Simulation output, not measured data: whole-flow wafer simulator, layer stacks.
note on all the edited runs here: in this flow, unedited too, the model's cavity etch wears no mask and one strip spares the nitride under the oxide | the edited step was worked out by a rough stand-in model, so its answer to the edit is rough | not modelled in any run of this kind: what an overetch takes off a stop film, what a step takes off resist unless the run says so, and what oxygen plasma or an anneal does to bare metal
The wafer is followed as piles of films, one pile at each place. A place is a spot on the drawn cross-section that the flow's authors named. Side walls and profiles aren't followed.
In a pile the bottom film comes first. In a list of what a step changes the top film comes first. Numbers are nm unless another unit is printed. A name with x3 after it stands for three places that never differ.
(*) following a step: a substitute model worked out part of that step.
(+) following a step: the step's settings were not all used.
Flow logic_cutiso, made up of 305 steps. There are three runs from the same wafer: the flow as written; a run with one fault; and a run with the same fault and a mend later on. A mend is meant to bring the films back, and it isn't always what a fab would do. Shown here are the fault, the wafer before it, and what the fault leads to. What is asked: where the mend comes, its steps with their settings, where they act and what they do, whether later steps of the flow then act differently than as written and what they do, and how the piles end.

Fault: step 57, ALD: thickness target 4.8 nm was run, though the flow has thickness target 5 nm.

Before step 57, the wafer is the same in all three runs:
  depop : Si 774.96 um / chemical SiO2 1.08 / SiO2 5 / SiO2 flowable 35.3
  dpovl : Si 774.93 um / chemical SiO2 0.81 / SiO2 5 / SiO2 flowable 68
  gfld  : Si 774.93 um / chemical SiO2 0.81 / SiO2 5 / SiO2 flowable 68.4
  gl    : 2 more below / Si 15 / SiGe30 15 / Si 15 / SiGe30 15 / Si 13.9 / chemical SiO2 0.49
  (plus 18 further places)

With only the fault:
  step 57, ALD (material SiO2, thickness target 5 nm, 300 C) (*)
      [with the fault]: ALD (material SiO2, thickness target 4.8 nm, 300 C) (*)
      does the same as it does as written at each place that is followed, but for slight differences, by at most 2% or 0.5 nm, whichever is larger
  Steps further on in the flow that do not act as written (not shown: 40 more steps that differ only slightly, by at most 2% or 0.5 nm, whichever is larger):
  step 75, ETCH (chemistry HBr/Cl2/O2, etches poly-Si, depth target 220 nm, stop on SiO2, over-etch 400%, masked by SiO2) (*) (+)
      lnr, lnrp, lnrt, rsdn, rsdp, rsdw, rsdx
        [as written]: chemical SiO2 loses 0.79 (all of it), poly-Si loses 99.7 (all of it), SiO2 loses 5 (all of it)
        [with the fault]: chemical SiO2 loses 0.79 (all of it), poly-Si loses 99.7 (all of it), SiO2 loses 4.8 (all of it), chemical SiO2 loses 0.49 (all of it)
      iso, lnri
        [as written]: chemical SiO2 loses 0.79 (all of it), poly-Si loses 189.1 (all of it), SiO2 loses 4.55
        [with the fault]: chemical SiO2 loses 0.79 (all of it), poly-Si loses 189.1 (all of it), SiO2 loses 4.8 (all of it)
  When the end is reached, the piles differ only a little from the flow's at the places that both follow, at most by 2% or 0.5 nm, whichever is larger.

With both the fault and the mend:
  The mend stands after step 57.
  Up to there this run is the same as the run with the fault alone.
  step 57a, ALD (material SiO2, thickness target 0.2 nm, 300 C) (*) (the flow's step 57 again, with other settings)
      depop, dpovl, gfld and 19 more
        SiO2 gains 0.2
  Every later step of the flow that is run acts as written at every place that is followed.
  By the end, the piles equal the flow's at every place that both follow.
